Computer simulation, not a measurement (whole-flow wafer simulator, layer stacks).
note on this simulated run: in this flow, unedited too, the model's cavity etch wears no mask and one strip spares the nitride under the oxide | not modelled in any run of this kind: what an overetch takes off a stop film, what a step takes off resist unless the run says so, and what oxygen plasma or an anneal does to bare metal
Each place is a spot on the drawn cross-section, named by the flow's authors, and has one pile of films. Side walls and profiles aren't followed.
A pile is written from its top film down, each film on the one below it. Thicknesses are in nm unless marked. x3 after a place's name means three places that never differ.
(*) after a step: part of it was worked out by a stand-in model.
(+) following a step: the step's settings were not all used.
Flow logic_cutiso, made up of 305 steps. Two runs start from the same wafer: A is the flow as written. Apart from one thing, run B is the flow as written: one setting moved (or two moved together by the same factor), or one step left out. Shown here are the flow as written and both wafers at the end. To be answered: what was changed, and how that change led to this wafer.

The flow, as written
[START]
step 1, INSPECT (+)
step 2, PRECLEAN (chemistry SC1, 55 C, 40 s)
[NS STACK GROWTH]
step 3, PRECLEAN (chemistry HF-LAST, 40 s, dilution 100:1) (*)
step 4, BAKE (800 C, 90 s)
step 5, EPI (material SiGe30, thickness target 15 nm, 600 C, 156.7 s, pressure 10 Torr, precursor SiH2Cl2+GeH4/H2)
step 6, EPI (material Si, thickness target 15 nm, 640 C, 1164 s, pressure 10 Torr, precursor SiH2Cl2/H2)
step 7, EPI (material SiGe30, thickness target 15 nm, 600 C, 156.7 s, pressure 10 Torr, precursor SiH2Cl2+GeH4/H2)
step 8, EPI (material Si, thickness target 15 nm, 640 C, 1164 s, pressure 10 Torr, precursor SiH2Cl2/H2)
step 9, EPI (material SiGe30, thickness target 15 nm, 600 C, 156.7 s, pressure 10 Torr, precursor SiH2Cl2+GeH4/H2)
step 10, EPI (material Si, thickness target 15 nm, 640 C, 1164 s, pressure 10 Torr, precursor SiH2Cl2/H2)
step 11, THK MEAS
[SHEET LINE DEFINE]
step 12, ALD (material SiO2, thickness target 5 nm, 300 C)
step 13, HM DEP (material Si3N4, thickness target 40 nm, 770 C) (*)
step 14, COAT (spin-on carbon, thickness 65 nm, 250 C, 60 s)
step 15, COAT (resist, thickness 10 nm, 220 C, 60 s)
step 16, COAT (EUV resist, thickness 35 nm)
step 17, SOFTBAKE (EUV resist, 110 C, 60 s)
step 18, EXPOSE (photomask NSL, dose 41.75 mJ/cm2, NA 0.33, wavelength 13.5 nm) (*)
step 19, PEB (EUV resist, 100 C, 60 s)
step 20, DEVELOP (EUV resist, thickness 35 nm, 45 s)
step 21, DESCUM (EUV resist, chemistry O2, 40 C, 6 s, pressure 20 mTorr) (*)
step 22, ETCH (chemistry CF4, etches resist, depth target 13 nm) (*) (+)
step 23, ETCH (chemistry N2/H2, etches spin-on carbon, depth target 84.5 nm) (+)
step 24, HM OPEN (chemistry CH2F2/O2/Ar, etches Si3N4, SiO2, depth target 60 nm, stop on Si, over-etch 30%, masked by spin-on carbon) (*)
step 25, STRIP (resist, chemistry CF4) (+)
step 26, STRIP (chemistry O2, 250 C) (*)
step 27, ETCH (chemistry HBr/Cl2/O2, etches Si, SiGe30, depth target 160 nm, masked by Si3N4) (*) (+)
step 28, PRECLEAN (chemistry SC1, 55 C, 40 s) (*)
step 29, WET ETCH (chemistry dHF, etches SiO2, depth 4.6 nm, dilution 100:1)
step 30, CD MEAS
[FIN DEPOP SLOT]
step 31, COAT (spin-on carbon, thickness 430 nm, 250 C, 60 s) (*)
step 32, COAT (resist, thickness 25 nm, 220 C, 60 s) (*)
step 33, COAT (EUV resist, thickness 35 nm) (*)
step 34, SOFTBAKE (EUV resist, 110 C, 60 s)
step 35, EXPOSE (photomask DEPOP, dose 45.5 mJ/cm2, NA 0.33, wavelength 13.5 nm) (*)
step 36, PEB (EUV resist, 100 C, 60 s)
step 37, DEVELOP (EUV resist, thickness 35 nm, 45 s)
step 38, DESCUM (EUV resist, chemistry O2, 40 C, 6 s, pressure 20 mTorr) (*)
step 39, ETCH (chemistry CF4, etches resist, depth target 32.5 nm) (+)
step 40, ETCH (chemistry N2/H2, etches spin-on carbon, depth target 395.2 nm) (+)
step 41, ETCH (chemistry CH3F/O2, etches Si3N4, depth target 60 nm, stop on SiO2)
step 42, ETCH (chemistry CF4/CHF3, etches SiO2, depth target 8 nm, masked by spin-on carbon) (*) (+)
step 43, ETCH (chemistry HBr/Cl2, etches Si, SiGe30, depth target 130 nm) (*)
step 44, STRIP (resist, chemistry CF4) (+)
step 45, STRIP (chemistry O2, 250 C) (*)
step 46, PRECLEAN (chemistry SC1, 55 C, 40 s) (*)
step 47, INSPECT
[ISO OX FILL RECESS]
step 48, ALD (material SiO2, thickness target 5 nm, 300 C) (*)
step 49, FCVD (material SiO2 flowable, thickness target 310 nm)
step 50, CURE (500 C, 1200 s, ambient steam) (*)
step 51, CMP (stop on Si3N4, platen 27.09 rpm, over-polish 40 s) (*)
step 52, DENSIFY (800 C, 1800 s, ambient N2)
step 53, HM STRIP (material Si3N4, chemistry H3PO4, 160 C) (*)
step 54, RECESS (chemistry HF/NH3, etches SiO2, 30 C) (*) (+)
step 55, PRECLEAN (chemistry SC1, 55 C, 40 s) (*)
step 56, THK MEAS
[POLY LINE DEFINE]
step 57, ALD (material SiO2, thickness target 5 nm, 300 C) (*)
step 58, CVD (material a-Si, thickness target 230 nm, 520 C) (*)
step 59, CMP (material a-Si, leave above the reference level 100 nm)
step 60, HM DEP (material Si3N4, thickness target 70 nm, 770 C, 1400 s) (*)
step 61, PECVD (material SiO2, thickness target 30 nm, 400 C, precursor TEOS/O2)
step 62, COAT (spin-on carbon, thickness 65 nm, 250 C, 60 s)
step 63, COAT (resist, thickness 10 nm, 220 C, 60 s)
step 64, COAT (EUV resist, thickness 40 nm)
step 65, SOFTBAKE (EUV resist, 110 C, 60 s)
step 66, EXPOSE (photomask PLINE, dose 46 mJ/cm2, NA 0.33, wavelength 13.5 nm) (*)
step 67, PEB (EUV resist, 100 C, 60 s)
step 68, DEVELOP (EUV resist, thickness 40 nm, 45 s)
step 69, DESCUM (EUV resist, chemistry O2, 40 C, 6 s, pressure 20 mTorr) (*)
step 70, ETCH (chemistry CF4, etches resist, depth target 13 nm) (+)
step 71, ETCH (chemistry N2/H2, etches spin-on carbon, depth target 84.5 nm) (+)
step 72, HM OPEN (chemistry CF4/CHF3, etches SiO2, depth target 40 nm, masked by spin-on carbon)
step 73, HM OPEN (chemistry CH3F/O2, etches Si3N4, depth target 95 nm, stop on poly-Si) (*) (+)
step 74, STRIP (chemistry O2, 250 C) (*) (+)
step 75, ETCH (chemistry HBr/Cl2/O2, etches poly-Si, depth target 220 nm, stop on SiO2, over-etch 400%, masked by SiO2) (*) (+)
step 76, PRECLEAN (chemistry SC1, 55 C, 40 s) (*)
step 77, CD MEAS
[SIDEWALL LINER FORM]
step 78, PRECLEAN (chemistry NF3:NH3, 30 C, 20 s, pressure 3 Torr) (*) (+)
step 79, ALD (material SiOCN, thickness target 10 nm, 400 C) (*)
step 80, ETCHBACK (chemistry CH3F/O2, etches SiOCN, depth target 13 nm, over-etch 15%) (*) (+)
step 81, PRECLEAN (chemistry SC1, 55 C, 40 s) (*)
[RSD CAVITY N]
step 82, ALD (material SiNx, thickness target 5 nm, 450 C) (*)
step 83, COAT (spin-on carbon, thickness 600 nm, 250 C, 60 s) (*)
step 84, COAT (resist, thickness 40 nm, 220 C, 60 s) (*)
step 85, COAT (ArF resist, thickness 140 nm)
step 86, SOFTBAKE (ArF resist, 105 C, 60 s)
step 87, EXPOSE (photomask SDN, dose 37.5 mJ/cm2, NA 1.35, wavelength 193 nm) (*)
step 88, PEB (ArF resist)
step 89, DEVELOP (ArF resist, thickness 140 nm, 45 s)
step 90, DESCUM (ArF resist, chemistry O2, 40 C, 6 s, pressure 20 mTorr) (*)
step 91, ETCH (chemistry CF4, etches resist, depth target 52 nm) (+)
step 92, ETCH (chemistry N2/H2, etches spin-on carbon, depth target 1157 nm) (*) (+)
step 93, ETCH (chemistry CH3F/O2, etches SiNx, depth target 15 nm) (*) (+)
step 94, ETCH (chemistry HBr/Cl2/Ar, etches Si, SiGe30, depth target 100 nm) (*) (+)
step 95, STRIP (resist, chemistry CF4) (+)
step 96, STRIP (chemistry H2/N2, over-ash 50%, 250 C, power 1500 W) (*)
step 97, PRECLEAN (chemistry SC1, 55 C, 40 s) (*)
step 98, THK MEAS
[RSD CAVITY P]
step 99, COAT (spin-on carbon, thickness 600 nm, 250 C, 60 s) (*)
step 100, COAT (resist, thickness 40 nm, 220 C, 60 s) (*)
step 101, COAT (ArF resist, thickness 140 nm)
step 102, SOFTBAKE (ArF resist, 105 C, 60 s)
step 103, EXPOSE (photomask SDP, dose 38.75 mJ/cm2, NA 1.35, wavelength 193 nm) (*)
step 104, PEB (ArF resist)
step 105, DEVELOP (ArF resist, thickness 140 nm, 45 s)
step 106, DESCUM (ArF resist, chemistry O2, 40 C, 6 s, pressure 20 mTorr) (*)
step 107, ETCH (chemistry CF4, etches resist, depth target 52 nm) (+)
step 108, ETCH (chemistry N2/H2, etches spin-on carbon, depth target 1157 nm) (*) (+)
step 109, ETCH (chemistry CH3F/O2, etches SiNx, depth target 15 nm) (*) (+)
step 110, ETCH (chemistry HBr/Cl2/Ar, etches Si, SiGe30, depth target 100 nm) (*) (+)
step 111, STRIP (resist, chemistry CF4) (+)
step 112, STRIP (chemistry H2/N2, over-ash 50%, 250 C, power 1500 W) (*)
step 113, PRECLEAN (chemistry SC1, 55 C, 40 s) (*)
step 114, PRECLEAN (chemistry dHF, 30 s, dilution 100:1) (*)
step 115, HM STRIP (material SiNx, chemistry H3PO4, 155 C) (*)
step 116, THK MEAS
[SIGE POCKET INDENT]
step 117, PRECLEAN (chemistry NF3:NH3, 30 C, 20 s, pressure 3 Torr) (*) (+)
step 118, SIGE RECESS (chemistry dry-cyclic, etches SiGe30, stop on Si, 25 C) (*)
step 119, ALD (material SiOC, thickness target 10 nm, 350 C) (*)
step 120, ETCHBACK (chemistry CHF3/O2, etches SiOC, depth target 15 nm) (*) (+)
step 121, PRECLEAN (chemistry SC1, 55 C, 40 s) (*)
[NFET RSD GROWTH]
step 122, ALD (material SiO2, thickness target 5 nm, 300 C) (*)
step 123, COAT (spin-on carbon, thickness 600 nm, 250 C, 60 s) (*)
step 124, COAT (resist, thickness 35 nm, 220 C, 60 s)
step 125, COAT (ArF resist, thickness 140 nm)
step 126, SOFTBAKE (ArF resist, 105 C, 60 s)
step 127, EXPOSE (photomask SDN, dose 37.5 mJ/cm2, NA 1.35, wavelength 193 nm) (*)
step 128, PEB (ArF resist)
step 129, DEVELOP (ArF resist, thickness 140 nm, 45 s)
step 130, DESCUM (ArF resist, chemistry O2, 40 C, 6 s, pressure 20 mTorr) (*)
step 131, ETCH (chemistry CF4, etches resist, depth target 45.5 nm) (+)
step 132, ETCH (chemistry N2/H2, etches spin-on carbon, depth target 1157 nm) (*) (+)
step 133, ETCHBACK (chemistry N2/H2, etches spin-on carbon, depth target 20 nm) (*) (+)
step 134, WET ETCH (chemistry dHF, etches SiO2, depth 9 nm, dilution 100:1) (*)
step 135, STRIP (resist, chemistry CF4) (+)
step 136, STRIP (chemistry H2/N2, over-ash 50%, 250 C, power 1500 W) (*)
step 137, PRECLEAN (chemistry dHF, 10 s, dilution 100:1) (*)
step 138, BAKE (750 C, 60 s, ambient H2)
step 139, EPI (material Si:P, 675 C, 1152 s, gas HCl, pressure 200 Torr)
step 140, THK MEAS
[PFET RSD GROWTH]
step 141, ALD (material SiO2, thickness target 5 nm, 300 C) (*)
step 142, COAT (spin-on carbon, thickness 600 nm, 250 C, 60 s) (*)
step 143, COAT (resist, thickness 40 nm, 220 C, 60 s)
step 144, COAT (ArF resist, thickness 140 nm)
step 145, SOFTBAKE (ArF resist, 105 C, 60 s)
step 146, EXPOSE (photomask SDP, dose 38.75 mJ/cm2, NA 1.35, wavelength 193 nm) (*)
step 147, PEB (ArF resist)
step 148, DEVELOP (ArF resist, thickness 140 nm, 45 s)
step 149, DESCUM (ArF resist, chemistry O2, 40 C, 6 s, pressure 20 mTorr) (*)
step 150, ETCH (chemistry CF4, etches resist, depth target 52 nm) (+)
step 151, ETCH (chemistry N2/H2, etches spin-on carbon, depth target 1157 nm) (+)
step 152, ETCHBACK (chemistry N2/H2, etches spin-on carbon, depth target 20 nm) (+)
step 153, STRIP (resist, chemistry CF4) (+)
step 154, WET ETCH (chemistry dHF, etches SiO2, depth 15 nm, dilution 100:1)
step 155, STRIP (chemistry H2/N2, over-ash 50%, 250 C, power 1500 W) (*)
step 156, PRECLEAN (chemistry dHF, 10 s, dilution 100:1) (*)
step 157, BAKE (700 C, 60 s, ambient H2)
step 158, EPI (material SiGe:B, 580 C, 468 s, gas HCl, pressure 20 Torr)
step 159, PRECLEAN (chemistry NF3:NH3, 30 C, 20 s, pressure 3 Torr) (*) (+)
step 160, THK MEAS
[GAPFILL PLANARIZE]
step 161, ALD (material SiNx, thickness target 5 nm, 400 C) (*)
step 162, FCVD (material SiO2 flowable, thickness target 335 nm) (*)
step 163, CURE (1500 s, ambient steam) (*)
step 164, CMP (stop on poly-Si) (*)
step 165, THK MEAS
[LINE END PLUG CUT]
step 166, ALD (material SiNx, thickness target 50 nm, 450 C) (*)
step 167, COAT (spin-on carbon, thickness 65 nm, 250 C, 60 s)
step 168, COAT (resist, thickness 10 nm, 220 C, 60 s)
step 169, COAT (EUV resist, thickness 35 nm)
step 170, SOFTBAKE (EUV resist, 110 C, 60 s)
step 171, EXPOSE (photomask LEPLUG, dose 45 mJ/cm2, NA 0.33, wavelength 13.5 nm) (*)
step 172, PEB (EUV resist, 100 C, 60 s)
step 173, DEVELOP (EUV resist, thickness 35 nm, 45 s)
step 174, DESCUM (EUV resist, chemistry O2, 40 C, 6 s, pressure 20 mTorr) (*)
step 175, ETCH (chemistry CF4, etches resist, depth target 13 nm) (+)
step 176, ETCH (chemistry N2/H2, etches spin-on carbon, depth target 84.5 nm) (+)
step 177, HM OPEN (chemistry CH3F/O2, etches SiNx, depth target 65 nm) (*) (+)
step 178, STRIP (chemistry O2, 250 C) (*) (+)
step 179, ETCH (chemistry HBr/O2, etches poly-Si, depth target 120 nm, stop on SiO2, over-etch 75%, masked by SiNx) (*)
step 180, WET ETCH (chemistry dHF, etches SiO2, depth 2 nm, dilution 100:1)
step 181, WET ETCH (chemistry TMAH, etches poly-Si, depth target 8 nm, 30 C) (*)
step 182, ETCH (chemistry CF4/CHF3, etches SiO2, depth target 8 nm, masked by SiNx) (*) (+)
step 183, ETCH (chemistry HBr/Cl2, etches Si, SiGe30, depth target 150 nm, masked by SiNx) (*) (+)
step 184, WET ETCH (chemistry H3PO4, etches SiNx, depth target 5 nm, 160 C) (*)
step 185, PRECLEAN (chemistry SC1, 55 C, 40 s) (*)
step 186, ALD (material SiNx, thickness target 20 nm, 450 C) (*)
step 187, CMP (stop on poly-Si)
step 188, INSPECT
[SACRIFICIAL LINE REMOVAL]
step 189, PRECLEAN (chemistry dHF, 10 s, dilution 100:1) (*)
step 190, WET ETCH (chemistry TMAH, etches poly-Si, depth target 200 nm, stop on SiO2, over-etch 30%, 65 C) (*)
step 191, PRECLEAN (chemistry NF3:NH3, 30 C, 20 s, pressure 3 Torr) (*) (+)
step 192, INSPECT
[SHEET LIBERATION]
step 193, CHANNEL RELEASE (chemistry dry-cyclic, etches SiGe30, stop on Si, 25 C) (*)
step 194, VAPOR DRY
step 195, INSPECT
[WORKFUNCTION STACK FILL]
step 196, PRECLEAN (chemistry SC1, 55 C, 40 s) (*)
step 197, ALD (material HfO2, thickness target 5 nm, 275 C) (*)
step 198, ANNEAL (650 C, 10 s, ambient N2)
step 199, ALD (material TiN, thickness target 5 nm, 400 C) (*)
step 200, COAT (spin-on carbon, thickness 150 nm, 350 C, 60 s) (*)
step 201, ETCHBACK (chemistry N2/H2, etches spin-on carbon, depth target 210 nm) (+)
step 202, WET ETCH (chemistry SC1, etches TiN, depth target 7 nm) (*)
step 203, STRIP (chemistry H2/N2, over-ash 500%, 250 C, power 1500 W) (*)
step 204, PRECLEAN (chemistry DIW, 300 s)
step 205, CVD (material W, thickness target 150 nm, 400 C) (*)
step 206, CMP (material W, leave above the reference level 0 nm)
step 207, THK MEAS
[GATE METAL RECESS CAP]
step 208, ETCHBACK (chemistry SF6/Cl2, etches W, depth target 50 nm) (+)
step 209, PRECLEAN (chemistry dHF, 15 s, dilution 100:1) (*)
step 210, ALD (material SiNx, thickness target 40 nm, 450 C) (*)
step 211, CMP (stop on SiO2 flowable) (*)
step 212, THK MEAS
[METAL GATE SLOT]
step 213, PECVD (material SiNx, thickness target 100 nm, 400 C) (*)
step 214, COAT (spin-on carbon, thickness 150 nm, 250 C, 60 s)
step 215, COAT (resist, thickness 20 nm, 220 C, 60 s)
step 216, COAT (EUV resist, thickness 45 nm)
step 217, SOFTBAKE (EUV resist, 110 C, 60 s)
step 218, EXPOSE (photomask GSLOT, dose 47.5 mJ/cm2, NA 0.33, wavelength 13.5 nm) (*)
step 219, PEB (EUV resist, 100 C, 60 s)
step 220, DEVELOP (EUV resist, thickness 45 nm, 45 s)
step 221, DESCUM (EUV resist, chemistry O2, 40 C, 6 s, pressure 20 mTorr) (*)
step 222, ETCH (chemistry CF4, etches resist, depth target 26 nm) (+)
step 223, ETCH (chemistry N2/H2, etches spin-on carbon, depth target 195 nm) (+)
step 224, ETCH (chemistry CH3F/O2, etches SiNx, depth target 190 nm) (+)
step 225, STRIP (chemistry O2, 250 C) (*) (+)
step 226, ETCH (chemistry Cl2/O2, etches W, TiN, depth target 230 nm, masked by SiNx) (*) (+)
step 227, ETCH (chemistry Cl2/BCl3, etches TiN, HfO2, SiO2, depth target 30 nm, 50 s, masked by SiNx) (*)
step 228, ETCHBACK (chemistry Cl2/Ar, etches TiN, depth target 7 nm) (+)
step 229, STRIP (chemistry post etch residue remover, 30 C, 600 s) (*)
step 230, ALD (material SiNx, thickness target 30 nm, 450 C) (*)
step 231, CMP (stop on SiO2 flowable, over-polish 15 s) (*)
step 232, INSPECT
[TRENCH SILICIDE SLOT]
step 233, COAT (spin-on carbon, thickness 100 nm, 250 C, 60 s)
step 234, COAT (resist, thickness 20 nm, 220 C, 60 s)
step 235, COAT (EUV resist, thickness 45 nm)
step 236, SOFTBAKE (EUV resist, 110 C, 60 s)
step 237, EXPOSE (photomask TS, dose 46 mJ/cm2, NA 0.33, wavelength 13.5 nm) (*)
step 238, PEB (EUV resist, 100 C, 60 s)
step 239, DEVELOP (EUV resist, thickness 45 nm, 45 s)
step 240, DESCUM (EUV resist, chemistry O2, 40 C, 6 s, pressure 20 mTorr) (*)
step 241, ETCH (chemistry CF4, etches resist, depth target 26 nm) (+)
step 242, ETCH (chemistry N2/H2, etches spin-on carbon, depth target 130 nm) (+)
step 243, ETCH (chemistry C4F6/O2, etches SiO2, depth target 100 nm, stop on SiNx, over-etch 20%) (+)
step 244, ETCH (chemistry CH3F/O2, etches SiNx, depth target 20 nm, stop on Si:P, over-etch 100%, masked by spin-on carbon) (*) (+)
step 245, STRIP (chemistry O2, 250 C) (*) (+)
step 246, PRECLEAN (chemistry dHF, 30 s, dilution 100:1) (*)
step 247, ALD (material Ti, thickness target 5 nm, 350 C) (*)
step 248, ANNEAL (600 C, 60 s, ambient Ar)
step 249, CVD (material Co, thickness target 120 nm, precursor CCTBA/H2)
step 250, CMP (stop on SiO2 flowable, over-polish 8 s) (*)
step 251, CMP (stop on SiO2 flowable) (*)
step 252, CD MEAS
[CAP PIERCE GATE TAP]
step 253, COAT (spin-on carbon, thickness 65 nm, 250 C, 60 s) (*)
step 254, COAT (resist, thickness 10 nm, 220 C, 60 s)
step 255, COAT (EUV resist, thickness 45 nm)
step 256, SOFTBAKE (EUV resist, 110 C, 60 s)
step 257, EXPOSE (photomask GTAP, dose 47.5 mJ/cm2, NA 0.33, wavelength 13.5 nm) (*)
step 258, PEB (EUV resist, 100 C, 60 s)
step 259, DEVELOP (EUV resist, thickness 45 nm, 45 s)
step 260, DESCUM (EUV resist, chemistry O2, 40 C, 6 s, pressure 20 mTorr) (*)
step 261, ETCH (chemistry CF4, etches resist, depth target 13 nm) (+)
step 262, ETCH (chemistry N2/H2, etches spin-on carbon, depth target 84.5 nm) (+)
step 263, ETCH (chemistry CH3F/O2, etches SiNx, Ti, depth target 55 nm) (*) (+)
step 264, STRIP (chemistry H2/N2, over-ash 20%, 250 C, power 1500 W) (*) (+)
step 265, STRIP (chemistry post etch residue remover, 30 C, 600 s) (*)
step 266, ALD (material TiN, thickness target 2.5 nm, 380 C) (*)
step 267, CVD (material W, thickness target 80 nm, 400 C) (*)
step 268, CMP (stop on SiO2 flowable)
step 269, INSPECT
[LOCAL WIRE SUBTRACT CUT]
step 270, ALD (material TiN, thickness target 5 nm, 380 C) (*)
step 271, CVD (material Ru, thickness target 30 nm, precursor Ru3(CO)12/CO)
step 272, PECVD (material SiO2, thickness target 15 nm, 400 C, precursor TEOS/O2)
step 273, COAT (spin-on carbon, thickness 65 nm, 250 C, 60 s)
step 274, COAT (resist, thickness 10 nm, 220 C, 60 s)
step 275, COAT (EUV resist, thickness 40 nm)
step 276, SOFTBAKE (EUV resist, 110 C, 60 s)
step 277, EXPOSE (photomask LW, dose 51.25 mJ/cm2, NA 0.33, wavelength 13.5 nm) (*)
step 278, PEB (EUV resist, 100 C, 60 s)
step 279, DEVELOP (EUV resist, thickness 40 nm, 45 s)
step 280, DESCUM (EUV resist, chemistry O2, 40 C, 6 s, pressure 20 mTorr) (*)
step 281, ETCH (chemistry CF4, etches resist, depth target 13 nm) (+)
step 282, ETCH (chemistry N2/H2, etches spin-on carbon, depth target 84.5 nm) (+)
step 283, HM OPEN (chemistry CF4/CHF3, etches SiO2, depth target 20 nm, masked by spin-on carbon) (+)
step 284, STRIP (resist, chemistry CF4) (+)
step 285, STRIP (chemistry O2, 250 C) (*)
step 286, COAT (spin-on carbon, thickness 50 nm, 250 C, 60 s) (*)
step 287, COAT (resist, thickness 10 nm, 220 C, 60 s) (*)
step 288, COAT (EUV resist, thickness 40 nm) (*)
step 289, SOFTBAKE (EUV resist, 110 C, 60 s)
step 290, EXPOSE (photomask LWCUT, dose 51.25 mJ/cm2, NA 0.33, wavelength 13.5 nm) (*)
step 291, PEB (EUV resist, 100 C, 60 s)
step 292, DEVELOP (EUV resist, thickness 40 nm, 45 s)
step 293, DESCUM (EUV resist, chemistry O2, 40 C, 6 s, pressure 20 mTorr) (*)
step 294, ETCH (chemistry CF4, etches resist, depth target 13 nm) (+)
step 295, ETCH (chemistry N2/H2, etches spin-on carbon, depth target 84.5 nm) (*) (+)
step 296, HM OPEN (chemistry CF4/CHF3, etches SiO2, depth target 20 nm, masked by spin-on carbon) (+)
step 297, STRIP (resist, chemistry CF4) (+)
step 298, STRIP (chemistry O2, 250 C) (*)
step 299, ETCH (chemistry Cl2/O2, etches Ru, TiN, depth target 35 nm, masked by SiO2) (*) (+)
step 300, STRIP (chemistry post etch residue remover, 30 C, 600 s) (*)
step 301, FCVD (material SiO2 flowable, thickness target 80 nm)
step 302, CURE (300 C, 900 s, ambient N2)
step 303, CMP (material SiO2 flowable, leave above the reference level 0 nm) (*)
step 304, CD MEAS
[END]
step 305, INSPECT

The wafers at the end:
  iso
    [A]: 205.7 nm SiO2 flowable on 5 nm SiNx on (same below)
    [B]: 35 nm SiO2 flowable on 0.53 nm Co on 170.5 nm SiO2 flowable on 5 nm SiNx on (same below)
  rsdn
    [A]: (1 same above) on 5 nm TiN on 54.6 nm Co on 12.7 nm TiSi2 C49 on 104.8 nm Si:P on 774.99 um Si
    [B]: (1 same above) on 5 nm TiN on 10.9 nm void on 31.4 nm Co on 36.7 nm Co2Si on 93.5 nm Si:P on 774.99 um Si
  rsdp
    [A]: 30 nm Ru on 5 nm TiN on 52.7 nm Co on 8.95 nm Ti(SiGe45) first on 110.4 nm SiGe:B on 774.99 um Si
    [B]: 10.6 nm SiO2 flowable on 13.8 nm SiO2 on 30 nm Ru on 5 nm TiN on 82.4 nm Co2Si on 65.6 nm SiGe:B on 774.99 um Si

The reason: step 247, ALD: material Ti, thickness target 5 nm, 350 C (*), was skipped.

Step by step, how the change led to this:
  step 248, ANNEAL (600 C, 60 s, ambient Ar)
      rsdp, rsdw: A +8.95 Ti(SiGe45) first (new film), -5 Ti (all of it), -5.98 SiGe:B | B nothing
      rsdn: A +12.7 TiSi2 C49 (new film), -5 Ti (all of it), -11.3 Si:P | B nothing
  step 250, CMP (stop on SiO2 flowable, over-polish 8 s) (*)
      gl, glp, gxf, gxn, gxp, tap: A -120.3 Co (all of it), -5 Ti (all of it), -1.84 SiNx | B -120.3 Co (all of it), -1.84 SiNx
      depop, dpovl, isow, ns, nsgap: A -120.3 Co (all of it), -5 Ti (all of it), -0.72 SiNx | B -120.3 Co (all of it), -0.72 SiNx
      (as well as at 11 more places)
  step 251, CMP (stop on SiO2 flowable) (*)
      iso: A -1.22 Co (all of it), -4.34 Ti | B -5.58 Co
      rsdx: A -5 Ti (all of it) | B -5.22 Co (all of it)
  step 265, STRIP (chemistry post etch residue remover, 30 C, 600 s) (*)
      iso: A -0.66 Ti (all of it) | B nothing
  step 301, FCVD (material SiO2 flowable, thickness target 80 nm)
      iso: A +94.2 SiO2 flowable | B +94.2 SiO2 flowable (new film)
  step 302, CURE (300 C, 900 s, ambient N2)
      rsdn: A nothing | B under 4 films: +10.9 void (new film), -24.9 Co, +36.7 Co2Si (new film), -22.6 Si:P
      rsdp: A nothing | B under 4 films: +82.4 Co2Si (new film), -56 Co (all of it), -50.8 SiGe:B
      (as well as at 1 more place)
  step 303, CMP (material SiO2 flowable, leave above the reference level 0 nm) (*)
      rsdp: A -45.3 SiO2 flowable (all of it), -13.8 SiO2 (all of it) | B -34.7 SiO2 flowable
      rsdw: A -59.2 SiO2 flowable | B -34.7 SiO2 flowable
Taking metal films that touch as one body, iso has 1 body; the flow as written gives 0 bodies.
Taking metal films that touch as one body, rsdn has 2 bodies (between them, from the top down: void 10.9); the flow as written gives 1 body.
